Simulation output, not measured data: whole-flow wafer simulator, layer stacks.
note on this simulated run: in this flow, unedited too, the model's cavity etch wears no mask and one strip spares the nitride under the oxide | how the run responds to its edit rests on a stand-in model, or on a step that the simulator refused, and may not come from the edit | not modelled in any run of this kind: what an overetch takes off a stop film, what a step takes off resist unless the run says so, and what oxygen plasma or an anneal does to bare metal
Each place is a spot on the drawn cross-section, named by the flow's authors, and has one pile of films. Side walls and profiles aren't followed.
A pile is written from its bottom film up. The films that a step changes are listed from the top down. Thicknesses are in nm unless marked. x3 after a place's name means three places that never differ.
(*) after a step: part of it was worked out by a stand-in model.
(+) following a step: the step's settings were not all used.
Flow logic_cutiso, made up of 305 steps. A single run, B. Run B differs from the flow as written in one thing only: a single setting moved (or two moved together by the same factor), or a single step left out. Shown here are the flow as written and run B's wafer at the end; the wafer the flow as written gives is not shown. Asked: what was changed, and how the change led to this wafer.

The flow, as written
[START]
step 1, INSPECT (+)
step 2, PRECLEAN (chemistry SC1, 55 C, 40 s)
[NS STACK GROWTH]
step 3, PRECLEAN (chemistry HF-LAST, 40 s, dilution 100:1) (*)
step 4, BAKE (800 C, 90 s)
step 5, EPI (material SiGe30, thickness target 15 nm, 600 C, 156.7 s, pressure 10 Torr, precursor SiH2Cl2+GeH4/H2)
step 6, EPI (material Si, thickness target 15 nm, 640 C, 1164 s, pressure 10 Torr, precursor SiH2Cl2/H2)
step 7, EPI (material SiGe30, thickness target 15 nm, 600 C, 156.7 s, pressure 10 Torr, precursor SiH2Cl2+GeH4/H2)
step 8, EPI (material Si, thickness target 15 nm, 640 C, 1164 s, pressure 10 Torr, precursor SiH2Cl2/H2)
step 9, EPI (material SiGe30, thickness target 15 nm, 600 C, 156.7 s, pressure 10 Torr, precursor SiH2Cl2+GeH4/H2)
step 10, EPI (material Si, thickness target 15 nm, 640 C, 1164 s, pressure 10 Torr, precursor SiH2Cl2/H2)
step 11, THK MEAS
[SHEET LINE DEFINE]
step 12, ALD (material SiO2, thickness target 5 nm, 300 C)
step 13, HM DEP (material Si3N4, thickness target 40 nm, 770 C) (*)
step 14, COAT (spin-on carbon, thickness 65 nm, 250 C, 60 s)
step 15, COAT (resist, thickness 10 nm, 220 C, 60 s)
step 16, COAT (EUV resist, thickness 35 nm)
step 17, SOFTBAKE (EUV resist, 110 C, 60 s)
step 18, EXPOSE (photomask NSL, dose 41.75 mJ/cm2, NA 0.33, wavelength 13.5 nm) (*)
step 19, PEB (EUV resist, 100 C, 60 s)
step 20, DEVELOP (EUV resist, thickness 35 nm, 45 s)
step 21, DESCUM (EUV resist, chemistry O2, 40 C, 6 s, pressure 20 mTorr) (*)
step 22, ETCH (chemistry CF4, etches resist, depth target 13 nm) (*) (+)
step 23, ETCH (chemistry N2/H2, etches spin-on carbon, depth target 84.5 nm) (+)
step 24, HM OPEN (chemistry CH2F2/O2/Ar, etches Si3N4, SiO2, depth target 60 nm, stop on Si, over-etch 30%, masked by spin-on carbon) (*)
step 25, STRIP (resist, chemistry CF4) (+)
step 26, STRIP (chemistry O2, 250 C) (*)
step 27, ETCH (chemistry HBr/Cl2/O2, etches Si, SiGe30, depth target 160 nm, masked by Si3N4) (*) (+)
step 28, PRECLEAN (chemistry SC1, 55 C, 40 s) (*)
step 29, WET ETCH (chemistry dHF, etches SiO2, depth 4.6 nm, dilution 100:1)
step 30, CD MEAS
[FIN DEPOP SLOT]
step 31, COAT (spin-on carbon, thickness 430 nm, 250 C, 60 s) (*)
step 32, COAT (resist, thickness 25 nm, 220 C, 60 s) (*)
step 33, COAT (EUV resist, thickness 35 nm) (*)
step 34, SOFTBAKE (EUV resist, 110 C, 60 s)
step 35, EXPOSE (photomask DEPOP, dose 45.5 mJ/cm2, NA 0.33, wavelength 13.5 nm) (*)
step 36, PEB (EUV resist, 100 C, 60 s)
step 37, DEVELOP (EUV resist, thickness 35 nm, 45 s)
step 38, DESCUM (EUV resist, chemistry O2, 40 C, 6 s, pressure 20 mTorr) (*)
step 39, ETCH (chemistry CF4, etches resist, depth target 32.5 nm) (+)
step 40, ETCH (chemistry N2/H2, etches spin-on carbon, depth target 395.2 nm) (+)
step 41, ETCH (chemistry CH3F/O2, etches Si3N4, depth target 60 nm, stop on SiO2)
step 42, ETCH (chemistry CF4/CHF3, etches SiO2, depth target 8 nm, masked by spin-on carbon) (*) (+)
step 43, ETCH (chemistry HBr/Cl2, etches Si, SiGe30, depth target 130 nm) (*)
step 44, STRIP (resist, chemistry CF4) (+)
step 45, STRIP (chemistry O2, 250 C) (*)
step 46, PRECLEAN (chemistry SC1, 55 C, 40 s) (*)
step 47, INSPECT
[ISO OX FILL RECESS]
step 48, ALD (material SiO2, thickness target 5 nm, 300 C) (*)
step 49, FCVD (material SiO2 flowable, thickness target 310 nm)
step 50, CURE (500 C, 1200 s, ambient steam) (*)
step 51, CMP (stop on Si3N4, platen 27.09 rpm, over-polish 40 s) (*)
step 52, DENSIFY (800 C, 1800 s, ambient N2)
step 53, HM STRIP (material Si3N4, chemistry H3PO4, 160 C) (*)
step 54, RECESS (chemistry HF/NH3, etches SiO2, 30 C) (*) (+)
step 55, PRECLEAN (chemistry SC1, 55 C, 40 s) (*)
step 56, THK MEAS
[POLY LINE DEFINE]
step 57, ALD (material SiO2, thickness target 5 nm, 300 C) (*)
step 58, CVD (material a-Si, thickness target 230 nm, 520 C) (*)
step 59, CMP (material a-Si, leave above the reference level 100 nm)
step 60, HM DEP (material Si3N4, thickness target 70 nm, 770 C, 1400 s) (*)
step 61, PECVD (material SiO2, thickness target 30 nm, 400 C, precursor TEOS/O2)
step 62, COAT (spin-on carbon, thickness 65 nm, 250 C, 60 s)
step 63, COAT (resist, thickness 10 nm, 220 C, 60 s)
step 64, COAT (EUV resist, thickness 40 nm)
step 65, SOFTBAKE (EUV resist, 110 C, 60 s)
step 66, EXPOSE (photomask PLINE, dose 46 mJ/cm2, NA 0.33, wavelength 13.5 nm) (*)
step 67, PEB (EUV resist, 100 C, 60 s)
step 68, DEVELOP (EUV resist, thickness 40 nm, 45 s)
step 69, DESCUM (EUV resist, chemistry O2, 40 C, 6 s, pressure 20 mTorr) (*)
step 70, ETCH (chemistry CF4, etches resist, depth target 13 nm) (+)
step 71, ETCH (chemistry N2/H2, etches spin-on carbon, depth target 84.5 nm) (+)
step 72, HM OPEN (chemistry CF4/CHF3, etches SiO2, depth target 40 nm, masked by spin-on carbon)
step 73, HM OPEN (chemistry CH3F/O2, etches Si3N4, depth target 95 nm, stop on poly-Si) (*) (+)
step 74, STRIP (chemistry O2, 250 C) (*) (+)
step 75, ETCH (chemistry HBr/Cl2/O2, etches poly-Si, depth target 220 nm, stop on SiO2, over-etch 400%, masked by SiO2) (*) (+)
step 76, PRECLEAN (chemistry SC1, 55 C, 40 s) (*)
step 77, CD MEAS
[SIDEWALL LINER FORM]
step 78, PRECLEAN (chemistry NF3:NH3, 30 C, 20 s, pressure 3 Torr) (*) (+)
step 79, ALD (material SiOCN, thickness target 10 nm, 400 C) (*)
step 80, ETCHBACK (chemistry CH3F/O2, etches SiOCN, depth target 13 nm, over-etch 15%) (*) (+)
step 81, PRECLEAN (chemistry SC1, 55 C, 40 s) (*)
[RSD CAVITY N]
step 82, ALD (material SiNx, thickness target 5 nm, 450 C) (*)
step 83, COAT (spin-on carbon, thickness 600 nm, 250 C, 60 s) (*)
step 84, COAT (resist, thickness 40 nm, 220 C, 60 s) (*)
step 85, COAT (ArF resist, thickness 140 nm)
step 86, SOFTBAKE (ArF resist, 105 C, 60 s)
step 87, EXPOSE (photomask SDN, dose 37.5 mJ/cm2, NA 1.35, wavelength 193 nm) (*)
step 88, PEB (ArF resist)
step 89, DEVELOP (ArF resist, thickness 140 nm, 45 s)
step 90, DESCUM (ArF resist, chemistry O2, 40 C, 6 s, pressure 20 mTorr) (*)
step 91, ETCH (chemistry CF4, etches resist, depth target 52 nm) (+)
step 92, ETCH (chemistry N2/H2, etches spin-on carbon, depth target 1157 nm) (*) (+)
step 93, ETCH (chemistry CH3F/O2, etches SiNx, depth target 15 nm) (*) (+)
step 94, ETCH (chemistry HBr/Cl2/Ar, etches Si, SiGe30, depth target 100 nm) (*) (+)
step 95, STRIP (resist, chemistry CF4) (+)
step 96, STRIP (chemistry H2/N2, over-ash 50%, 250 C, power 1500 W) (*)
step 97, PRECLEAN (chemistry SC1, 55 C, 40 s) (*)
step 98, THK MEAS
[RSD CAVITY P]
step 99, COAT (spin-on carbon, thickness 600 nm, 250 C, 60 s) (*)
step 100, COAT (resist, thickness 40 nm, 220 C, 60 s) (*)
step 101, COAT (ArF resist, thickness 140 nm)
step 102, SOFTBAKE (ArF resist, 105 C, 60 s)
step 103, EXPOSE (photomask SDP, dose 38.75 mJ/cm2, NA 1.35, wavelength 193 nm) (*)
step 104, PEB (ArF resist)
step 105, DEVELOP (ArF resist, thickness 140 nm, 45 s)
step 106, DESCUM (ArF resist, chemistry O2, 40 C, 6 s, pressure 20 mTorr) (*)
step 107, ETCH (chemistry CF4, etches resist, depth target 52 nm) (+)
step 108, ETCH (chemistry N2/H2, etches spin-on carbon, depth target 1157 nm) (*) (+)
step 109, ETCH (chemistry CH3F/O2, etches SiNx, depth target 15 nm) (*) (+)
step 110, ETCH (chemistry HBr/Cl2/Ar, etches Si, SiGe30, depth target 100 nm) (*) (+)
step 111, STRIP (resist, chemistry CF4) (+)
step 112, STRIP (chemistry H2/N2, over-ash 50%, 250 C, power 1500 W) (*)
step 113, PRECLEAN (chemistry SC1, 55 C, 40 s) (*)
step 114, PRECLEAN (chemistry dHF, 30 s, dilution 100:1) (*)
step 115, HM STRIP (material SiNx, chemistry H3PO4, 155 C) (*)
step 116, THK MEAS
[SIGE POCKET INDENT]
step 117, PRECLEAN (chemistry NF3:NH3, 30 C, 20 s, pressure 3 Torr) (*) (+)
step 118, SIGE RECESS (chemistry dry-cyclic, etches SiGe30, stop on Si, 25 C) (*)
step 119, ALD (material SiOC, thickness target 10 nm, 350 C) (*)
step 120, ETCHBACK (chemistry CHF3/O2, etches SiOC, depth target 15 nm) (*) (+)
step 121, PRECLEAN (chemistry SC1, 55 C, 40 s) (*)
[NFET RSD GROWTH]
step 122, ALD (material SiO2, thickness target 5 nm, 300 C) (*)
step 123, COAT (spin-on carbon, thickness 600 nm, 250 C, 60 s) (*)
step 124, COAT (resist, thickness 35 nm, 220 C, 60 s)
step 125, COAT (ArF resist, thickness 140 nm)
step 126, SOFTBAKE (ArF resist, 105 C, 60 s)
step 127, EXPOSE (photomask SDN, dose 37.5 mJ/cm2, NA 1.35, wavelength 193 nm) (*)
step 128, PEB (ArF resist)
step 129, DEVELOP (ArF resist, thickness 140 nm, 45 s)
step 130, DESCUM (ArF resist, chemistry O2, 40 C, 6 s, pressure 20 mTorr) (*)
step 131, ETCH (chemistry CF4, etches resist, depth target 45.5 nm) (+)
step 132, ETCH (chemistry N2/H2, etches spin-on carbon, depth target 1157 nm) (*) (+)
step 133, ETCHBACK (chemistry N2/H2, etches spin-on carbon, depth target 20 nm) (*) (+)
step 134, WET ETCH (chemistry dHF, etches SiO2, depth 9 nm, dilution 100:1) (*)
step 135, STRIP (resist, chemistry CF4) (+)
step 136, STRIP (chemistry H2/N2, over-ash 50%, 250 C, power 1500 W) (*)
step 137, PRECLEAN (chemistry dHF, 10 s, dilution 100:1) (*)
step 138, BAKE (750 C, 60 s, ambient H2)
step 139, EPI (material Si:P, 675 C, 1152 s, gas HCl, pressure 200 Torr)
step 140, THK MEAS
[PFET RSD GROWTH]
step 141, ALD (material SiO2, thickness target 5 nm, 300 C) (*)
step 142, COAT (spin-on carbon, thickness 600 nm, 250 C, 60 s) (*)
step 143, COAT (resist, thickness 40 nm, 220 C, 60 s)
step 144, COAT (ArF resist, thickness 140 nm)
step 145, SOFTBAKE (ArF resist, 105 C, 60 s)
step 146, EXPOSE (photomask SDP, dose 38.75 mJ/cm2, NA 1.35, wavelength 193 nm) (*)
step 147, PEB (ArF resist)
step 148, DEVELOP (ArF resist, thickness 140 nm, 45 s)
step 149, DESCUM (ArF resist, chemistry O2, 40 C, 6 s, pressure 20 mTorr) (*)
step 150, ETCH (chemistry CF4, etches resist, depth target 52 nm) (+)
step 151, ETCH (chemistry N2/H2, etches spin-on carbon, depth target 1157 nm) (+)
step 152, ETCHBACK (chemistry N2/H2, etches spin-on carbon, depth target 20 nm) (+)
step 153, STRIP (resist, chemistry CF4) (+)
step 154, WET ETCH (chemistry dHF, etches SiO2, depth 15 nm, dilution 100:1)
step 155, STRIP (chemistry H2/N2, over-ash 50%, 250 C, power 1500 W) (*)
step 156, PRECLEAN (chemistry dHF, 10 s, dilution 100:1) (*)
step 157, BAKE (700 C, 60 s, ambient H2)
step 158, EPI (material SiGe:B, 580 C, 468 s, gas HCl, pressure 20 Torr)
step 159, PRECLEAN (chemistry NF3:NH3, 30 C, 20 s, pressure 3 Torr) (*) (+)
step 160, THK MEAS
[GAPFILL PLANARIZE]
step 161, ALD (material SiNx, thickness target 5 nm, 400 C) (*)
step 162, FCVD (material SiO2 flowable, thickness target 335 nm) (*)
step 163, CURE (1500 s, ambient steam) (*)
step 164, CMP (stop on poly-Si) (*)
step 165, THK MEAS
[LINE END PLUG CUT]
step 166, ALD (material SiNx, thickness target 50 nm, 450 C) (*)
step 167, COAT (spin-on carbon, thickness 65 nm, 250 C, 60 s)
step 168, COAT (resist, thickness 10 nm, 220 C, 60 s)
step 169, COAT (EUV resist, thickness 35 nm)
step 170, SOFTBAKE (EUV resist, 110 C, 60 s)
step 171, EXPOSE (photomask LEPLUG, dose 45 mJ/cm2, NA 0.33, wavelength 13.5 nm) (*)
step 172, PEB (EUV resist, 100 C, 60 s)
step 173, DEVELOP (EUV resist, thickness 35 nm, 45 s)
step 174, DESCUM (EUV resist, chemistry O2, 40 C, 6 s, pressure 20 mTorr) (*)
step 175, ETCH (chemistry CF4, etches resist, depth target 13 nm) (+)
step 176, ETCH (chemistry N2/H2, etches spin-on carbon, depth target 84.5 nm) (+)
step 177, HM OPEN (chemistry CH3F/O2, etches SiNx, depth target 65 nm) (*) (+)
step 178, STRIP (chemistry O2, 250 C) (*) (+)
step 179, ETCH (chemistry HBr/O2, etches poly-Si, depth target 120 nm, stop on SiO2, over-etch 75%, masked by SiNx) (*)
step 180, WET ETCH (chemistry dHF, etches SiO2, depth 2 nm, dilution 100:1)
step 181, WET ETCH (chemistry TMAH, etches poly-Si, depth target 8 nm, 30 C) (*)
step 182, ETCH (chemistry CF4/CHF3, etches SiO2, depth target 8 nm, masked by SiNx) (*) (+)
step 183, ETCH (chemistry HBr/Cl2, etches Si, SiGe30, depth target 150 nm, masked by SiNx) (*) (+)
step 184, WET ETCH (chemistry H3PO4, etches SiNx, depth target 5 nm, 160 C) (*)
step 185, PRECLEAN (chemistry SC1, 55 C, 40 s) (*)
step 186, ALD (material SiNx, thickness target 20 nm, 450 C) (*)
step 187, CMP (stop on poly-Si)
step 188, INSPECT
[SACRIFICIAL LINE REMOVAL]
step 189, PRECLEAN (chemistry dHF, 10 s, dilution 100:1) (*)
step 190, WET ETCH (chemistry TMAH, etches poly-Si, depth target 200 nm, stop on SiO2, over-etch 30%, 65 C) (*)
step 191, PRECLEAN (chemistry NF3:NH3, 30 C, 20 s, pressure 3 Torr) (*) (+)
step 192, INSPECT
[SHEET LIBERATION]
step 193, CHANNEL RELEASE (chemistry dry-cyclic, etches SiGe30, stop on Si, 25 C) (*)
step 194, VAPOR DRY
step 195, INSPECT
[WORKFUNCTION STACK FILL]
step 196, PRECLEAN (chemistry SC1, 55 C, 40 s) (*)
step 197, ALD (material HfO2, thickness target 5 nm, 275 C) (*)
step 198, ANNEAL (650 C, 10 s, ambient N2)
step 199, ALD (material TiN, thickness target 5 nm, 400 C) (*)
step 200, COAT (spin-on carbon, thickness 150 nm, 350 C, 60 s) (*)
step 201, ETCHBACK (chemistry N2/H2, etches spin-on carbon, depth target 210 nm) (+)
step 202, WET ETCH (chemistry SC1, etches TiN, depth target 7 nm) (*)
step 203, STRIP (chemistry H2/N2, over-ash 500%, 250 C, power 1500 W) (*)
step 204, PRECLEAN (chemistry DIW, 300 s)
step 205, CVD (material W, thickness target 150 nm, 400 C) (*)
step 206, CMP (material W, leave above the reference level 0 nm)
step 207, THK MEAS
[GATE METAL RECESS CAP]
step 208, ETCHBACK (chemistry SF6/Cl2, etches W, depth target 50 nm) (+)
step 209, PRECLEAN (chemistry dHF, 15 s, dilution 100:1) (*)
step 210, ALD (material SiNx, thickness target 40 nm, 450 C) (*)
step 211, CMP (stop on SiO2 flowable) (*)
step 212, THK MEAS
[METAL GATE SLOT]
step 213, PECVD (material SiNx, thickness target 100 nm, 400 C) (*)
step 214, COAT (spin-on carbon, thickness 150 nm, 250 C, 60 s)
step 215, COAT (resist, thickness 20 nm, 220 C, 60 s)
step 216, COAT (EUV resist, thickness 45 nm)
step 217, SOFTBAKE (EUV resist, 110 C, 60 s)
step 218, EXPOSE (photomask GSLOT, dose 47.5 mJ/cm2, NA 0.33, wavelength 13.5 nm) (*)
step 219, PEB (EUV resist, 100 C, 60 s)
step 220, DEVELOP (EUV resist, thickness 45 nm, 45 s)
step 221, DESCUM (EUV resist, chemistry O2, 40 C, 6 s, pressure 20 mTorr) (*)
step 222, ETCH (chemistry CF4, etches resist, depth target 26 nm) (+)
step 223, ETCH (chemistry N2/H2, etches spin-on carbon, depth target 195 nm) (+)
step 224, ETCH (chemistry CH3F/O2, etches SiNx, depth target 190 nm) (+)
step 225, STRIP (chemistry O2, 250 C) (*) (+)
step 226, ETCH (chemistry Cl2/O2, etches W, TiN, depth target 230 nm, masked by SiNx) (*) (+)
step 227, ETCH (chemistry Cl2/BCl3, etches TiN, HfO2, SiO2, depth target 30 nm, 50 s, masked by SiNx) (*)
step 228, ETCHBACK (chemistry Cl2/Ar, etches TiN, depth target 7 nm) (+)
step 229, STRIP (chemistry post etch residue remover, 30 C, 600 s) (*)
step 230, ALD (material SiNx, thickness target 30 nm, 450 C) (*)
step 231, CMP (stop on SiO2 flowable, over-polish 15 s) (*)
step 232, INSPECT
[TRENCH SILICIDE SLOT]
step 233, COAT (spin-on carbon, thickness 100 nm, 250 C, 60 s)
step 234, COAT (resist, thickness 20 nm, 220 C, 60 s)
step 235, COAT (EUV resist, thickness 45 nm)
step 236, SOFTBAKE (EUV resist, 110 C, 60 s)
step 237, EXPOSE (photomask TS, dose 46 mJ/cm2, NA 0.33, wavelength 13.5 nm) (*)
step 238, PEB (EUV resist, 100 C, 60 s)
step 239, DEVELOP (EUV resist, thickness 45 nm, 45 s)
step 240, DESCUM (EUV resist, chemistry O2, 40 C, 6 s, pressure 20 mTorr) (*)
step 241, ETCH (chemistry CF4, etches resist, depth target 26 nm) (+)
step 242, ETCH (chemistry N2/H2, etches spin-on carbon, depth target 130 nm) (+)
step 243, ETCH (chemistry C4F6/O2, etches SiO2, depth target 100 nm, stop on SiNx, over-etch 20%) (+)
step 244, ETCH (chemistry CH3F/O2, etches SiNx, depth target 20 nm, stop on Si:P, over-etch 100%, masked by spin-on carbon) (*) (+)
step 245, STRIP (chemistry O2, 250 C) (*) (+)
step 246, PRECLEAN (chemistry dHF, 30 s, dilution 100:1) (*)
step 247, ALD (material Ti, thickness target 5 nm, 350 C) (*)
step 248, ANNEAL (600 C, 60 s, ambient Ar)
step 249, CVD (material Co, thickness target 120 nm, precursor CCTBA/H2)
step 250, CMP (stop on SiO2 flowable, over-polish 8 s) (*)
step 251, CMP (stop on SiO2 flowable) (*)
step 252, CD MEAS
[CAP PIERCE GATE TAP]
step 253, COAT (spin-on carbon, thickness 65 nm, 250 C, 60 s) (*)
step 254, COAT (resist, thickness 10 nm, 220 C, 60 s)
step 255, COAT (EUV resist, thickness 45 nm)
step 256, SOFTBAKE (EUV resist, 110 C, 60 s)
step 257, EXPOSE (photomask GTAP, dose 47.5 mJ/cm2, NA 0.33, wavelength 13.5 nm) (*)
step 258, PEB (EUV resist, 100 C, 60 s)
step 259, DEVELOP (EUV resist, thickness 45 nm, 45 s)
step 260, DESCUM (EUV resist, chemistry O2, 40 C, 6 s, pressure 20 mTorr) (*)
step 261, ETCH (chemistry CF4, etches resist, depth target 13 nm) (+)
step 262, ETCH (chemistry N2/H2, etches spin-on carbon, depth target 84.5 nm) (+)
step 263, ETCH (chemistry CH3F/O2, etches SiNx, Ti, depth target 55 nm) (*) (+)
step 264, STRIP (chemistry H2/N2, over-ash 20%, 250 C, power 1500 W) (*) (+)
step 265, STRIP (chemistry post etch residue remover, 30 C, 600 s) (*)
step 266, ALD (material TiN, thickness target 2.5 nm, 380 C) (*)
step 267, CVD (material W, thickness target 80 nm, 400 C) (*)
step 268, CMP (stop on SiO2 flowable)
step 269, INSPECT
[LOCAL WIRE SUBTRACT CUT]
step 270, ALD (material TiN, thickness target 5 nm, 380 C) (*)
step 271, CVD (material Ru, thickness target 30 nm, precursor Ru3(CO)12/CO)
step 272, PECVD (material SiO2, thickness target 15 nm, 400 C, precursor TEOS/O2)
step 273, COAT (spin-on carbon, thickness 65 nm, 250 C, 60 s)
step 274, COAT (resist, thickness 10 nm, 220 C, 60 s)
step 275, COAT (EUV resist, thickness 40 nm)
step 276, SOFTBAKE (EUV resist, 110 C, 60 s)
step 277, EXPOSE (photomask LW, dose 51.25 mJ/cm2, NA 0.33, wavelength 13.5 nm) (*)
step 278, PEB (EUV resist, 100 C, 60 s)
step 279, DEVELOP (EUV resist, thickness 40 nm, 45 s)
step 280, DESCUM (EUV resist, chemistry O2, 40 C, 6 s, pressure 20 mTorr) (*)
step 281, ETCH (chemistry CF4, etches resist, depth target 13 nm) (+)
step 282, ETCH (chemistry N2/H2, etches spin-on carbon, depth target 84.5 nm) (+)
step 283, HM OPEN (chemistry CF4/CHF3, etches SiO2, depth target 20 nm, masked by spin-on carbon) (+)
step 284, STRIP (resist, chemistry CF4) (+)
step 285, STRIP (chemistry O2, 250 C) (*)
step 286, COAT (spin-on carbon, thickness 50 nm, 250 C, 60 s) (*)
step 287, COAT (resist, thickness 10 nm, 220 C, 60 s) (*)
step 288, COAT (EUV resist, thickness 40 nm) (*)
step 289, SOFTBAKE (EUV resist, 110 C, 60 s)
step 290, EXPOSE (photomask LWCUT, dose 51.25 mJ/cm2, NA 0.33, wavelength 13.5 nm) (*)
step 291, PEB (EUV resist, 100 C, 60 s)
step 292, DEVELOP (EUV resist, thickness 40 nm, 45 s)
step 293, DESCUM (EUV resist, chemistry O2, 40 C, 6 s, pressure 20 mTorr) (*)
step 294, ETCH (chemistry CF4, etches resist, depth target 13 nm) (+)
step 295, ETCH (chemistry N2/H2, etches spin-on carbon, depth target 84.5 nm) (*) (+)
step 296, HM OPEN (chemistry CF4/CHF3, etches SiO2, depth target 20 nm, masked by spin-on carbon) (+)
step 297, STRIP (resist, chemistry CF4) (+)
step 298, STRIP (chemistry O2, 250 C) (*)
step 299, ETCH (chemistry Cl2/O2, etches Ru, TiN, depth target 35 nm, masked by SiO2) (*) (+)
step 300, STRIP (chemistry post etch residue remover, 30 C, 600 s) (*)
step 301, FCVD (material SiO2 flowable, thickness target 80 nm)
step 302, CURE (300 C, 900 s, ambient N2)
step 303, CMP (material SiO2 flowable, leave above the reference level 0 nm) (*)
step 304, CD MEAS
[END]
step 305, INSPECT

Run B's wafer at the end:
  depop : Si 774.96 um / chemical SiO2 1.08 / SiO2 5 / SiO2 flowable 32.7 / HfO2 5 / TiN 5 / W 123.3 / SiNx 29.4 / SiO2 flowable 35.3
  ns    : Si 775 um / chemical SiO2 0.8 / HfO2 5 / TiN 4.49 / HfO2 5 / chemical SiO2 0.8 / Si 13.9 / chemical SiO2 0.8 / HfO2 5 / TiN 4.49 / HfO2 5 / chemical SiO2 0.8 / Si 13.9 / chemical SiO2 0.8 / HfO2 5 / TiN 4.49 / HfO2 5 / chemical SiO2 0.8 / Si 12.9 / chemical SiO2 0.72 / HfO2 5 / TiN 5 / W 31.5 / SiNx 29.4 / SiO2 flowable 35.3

What caused this: step 201, ETCHBACK: depth target 84 nm was run, though the flow has depth target 210 nm.

Step by step, how the change led to this:
  step 201, ETCHBACK (chemistry N2/H2, etches spin-on carbon, depth target 210 nm) (+)
      lnr, lnrp: spin-on carbon loses 84 (in the flow as written it would be: spin-on carbon loses 133.9 (all of it))
      rsdn, rsdw: spin-on carbon loses 84 (in the flow as written it would be: spin-on carbon loses 145.8 (all of it))
      (and at 18 other places as well)
  step 202, WET ETCH (chemistry SC1, etches TiN, depth target 7 nm) (*)
      depop, dpovl, iso and 12 more: spin-on carbon loses 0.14 (in the flow as written it would be: TiN loses 5 (all of it))
  step 203, STRIP (chemistry H2/N2, over-ash 500%, 250 C, power 1500 W) (*)
      depop, dpovl: spin-on carbon loses 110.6 (all of it) (in the flow as written it would be: nothing)
      lnr, lnrp: spin-on carbon loses 49.8 (all of it) (in the flow as written it would be: nothing)
      (and at 18 other places as well)
  step 206, CMP (material W, leave above the reference level 0 nm)
      lnr, lnri, lnrp, lnrt: W loses 150 (all of it), TiN loses 5 (all of it), HfO2 loses 5 (all of it), SiOCN loses 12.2 (in the flow as written it would be: W loses 150 (all of it), HfO2 loses 5 (all of it), SiOCN loses 12.2)
      rsdn, rsdp, rsdw, rsdx: W loses 162.2 (all of it), TiN loses 5 (all of it), HfO2 loses 5 (all of it) (in the flow as written it would be: W loses 162.2 (all of it), HfO2 loses 5 (all of it))
      (and at 14 other places as well)
